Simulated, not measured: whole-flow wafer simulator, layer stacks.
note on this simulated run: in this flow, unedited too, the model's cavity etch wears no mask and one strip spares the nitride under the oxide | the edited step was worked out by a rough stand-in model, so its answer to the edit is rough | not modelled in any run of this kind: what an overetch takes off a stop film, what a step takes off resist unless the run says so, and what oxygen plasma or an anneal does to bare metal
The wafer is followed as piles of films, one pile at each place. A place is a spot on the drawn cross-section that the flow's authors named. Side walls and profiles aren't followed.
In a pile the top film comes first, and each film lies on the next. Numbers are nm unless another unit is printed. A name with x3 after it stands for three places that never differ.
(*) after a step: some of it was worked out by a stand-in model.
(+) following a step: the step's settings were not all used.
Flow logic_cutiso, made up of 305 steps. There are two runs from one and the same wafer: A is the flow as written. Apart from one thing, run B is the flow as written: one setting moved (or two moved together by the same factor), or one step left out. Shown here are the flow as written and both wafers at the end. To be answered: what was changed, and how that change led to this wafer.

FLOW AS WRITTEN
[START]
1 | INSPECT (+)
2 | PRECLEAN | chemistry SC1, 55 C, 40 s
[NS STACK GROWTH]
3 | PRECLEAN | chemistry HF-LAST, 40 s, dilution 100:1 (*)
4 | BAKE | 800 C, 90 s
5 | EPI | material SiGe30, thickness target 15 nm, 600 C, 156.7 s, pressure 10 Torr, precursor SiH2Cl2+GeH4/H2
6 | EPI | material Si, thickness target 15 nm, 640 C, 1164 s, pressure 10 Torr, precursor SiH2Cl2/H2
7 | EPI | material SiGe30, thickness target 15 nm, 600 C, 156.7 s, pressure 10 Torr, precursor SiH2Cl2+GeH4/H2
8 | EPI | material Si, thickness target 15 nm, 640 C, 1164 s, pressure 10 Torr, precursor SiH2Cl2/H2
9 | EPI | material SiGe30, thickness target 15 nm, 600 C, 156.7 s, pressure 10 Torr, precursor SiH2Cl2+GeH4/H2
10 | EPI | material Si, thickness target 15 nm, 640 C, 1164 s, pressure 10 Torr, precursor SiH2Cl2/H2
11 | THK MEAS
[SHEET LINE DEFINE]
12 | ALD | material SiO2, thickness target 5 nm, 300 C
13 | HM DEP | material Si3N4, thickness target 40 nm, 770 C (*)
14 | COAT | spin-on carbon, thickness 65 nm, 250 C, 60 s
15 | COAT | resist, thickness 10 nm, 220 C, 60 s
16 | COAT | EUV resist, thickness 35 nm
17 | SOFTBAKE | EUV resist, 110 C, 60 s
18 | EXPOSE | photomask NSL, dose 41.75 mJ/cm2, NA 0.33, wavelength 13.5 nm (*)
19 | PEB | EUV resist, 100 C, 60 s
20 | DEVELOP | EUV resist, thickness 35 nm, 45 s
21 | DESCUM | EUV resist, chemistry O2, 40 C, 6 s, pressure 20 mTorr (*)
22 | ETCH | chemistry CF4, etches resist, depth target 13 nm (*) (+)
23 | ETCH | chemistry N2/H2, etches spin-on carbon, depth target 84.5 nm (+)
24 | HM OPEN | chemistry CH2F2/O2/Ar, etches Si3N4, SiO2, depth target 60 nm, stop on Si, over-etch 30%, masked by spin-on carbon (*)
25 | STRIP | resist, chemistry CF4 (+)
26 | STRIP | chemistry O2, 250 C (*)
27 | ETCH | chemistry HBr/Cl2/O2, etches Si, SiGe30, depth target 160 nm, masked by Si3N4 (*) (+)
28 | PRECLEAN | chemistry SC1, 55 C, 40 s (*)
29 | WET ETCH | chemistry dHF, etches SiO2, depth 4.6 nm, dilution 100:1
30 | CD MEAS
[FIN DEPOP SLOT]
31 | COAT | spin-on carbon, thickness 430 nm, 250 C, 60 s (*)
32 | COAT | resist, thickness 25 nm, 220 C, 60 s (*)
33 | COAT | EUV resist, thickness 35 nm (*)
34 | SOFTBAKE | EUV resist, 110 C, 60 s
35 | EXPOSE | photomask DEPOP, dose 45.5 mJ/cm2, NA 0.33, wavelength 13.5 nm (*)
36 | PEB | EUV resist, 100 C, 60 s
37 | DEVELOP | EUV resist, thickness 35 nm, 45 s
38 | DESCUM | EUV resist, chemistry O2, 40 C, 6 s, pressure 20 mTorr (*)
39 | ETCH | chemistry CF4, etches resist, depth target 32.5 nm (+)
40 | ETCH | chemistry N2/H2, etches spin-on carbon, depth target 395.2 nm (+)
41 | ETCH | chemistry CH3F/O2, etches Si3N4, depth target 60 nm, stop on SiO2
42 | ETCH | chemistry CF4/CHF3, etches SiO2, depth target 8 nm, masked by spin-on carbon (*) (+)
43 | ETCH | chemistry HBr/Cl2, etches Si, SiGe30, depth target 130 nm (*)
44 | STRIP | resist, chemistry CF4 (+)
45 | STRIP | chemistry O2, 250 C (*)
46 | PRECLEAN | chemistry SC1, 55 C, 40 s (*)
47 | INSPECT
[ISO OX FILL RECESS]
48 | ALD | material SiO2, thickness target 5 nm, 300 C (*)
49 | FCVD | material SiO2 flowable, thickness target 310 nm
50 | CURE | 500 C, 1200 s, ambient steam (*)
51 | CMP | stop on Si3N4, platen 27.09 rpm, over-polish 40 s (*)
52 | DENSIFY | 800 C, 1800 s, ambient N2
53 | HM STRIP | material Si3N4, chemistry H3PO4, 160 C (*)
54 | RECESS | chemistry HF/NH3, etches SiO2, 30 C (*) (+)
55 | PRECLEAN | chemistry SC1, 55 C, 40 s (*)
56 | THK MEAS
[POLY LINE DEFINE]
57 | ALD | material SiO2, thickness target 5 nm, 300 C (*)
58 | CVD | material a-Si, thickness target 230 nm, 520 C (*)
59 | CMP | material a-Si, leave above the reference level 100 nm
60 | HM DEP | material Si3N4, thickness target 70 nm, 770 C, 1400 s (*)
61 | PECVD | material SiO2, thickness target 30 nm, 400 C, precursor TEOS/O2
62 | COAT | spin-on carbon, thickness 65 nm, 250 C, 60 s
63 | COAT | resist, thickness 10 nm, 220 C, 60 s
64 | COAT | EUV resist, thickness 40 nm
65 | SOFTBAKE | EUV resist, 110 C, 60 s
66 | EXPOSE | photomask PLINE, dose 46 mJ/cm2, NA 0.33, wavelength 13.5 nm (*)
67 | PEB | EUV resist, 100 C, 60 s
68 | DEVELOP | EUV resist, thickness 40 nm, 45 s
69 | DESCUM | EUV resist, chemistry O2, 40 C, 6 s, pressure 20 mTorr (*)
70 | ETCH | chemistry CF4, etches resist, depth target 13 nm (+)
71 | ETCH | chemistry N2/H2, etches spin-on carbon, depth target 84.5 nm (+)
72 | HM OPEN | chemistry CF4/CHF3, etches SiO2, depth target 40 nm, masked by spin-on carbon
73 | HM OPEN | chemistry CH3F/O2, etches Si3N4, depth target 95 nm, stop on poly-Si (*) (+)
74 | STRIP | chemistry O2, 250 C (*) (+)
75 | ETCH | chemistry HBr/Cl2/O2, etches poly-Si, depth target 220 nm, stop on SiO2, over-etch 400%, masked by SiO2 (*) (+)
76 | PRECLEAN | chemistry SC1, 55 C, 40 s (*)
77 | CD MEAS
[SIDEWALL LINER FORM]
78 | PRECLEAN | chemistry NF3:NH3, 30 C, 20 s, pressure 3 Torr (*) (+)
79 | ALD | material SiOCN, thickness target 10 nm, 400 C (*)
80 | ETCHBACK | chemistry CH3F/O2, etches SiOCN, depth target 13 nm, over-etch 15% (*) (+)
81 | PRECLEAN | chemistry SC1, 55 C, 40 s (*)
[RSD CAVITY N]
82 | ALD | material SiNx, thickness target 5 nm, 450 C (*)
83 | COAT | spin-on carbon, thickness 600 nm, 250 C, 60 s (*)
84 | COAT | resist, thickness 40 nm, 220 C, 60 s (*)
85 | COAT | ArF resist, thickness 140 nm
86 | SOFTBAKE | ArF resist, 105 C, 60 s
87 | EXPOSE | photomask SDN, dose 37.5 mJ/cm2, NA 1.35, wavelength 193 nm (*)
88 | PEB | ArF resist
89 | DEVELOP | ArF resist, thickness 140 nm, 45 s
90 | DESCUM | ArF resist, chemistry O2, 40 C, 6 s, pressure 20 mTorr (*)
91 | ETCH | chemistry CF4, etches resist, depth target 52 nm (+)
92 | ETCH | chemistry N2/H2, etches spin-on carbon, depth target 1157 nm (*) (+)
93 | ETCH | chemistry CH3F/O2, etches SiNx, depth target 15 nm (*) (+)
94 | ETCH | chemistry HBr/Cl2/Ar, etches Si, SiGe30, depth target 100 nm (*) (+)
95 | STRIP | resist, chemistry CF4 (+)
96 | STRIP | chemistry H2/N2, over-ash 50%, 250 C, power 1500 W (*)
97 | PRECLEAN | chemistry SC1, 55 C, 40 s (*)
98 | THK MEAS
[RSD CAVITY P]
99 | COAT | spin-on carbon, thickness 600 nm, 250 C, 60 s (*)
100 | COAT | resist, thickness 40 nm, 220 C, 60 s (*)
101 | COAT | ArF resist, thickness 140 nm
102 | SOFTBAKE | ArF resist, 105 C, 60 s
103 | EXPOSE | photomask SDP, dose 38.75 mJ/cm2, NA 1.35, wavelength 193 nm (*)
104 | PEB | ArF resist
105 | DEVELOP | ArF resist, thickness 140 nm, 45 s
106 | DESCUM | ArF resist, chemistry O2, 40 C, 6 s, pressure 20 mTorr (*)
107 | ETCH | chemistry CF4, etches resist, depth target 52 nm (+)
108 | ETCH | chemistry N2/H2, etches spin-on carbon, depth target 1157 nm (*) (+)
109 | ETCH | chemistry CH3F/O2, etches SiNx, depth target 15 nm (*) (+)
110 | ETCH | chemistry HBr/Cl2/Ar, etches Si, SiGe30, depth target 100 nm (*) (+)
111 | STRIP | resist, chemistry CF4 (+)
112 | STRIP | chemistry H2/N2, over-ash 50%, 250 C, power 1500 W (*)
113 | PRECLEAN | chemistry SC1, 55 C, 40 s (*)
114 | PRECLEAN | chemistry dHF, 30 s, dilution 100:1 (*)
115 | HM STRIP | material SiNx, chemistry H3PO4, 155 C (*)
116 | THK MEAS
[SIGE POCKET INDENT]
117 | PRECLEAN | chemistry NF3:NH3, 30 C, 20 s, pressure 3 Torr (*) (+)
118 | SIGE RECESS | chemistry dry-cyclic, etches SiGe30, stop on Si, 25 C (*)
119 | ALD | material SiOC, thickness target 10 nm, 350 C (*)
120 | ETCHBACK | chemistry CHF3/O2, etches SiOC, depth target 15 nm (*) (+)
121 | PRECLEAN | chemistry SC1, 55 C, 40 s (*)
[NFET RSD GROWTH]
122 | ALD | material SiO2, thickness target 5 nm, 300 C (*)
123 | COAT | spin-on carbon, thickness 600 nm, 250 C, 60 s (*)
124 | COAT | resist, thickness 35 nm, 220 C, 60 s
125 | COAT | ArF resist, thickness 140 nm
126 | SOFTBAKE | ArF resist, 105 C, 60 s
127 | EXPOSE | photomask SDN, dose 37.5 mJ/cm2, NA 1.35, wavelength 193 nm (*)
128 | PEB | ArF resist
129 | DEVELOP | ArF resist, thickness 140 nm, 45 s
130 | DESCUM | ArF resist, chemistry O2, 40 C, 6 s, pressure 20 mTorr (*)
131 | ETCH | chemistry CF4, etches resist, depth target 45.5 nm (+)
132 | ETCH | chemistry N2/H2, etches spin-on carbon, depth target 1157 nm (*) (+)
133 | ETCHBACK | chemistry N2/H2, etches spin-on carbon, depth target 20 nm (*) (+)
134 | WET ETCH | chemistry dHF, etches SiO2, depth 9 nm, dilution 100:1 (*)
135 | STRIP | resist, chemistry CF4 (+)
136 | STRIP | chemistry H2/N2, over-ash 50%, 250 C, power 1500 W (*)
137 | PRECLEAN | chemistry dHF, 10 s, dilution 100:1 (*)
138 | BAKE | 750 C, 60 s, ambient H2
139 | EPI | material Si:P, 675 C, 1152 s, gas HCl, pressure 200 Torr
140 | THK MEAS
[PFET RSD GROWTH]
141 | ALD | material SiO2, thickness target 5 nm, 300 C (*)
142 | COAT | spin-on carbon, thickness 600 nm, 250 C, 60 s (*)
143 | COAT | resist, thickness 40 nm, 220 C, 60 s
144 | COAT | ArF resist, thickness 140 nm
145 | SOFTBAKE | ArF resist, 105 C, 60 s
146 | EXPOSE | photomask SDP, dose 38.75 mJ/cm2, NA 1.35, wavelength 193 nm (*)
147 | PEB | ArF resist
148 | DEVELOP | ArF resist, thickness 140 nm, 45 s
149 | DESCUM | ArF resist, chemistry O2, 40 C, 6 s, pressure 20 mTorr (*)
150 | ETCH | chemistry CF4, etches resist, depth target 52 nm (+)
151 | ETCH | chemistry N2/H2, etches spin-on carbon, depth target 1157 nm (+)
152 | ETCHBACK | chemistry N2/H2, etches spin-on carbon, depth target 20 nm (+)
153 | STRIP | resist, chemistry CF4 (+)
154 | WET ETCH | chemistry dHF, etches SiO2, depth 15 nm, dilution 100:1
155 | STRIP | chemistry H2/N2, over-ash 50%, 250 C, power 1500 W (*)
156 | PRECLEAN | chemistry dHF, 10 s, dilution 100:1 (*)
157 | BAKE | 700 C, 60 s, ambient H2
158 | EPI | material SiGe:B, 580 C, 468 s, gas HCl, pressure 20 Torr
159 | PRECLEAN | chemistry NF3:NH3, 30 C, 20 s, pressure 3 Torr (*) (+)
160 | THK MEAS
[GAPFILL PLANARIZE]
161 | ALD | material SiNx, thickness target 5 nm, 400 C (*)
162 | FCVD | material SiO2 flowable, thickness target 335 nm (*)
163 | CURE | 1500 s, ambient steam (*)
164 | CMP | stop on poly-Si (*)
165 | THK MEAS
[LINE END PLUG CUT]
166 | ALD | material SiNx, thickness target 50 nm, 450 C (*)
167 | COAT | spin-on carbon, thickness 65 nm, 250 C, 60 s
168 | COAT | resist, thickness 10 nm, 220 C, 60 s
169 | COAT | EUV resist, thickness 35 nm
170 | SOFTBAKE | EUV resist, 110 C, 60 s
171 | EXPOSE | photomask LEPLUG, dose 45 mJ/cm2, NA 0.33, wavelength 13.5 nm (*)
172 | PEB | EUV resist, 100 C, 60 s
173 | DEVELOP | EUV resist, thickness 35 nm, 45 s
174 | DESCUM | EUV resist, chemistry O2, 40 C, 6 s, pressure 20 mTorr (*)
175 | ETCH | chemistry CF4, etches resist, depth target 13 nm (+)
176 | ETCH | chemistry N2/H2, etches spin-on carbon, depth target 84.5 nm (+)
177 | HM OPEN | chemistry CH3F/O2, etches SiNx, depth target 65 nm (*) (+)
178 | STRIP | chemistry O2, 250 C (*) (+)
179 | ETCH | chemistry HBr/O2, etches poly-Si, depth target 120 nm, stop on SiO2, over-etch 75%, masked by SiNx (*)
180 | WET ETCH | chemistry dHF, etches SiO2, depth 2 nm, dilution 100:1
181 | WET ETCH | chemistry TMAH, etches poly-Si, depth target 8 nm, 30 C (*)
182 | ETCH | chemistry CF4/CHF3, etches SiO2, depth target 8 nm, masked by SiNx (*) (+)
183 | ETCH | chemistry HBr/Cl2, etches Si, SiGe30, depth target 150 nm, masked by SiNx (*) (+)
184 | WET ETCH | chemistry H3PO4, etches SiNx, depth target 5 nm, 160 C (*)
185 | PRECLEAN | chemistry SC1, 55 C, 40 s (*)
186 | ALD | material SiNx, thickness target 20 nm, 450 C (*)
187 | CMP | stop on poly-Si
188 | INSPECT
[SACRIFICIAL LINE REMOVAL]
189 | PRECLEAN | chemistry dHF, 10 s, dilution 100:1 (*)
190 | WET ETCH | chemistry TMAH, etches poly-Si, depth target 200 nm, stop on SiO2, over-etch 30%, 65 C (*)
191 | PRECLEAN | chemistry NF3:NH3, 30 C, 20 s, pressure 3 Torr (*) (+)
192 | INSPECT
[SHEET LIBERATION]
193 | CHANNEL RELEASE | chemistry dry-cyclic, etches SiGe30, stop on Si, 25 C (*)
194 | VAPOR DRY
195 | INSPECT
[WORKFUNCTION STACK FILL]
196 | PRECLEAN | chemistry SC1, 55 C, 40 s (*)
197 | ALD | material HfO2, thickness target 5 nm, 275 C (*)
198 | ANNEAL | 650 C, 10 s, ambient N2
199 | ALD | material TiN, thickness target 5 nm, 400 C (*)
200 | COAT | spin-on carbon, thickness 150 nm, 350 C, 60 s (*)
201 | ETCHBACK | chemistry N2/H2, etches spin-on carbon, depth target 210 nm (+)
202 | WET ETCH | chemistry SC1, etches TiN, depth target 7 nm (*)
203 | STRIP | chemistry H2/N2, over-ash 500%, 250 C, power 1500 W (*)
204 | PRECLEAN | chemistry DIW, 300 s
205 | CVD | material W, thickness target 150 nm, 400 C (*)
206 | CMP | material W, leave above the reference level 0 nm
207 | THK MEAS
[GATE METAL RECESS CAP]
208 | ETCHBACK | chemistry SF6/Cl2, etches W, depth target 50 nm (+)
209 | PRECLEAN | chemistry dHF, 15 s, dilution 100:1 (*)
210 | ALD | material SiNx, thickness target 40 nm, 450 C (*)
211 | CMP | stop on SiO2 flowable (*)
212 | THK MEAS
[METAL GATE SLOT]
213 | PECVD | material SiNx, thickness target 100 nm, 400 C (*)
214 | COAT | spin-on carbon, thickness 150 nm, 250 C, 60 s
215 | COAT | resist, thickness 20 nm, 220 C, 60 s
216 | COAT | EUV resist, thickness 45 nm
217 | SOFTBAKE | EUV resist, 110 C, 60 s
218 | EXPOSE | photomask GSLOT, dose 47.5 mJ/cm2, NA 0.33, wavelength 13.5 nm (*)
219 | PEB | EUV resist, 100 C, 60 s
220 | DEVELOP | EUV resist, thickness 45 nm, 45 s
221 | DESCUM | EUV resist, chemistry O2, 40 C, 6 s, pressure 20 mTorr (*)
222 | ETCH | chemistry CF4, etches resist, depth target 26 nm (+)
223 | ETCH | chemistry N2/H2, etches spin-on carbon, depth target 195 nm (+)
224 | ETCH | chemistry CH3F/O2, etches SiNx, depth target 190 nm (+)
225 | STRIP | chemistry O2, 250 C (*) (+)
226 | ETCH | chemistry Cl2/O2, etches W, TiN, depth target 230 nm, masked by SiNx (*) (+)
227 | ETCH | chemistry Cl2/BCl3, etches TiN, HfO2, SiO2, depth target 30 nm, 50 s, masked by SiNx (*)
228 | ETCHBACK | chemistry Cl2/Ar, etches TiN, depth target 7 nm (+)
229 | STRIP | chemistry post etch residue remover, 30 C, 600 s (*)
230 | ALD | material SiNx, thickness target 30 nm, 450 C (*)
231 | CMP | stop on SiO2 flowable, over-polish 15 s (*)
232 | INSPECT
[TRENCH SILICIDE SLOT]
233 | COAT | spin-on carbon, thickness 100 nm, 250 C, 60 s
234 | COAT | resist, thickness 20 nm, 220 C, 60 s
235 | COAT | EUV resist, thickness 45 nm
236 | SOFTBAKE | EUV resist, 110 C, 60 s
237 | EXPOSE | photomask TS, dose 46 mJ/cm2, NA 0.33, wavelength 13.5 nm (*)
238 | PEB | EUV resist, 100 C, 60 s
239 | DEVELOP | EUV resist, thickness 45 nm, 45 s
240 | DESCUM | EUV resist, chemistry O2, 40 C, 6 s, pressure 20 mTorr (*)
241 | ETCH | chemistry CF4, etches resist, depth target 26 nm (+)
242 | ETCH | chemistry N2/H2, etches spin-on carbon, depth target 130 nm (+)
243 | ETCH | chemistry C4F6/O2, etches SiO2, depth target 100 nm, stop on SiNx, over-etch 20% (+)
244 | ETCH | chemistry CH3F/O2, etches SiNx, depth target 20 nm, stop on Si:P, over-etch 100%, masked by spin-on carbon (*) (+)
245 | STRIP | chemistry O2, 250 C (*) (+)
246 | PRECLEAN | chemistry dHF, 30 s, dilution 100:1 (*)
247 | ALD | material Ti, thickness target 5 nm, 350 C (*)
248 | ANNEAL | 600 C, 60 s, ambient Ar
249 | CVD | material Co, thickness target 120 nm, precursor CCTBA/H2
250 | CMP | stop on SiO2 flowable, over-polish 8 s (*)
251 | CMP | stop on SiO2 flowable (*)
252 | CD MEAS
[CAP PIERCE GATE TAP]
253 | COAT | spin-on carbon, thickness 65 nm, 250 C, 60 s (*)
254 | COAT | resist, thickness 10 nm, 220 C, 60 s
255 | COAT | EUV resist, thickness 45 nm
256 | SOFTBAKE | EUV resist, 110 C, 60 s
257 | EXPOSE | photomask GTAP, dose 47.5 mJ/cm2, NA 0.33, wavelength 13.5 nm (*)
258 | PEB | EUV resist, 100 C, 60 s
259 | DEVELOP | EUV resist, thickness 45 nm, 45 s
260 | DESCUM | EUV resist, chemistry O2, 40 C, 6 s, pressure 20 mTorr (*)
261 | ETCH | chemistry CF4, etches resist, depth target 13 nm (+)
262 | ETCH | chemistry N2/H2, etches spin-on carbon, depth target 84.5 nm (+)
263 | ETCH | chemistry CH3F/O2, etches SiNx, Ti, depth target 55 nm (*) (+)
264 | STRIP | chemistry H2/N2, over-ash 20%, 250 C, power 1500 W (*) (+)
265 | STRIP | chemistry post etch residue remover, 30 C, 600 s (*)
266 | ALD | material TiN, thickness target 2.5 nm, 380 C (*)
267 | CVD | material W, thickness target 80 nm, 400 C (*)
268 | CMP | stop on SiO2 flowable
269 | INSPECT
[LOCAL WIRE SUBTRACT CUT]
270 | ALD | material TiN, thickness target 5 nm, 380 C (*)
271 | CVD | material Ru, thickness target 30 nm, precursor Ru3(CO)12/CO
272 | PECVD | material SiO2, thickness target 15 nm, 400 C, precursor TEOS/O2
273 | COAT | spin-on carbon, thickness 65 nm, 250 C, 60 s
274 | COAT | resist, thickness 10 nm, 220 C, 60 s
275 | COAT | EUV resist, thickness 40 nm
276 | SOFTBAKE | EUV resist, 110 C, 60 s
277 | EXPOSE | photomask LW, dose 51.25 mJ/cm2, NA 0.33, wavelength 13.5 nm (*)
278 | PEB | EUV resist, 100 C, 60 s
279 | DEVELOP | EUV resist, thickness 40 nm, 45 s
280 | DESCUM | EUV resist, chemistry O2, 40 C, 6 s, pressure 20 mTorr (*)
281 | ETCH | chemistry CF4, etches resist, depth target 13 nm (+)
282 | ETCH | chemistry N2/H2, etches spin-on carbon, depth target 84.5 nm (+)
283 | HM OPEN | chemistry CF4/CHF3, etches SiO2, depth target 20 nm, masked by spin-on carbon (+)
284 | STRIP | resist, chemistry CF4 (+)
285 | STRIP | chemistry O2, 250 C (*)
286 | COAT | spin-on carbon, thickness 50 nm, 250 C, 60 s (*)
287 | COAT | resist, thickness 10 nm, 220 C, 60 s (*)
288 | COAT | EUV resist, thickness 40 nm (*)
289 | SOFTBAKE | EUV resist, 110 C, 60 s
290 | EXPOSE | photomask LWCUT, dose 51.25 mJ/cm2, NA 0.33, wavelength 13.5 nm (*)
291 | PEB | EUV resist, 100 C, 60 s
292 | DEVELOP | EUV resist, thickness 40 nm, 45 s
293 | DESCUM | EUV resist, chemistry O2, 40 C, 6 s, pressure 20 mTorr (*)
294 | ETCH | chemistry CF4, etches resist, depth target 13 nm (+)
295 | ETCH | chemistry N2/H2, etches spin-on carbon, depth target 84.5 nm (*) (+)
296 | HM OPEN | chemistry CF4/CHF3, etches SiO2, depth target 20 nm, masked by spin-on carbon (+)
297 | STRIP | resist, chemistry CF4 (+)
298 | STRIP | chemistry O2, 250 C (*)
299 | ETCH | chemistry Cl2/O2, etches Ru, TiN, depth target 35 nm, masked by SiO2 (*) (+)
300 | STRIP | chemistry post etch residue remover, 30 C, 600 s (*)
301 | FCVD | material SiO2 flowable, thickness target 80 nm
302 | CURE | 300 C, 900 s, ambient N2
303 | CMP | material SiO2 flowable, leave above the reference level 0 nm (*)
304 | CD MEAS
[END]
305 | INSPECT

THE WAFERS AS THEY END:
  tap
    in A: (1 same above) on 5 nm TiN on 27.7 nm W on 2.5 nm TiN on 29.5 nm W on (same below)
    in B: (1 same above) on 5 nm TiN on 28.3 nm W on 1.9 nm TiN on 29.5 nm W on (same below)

What caused this: step 266, ALD: thickness target 1.9 nm was run, while the flow as written has thickness target 2.5 nm.
One can read it off the wafer: tap has TiN 1.9, and step 266 as written asks for 2.5 nm.

How this came from the change, step by step:
  266 | ALD | material TiN, thickness target 2.5 nm, 380 C (*)
      depop, dpovl, gfld and 19 more: A TiN gains 2.5 (new film) | B TiN gains 1.9 (new film)
  268 | CMP | stop on SiO2 flowable
      depop, dpovl, gfld and 9 more: A W loses 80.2 (all of it), TiN loses 2.5 (all of it), SiNx loses 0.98 | B W loses 80.2 (all of it), TiN loses 1.9 (all of it), SiNx loses 0.98
      lnr, lnri, lnrp, lnrt: A W loses 80 (all of it), TiN loses 2.5 (all of it), SiOCN loses 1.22 | B W loses 80 (all of it), TiN loses 1.9 (all of it), SiOCN loses 1.22
      (also at 5 further places)
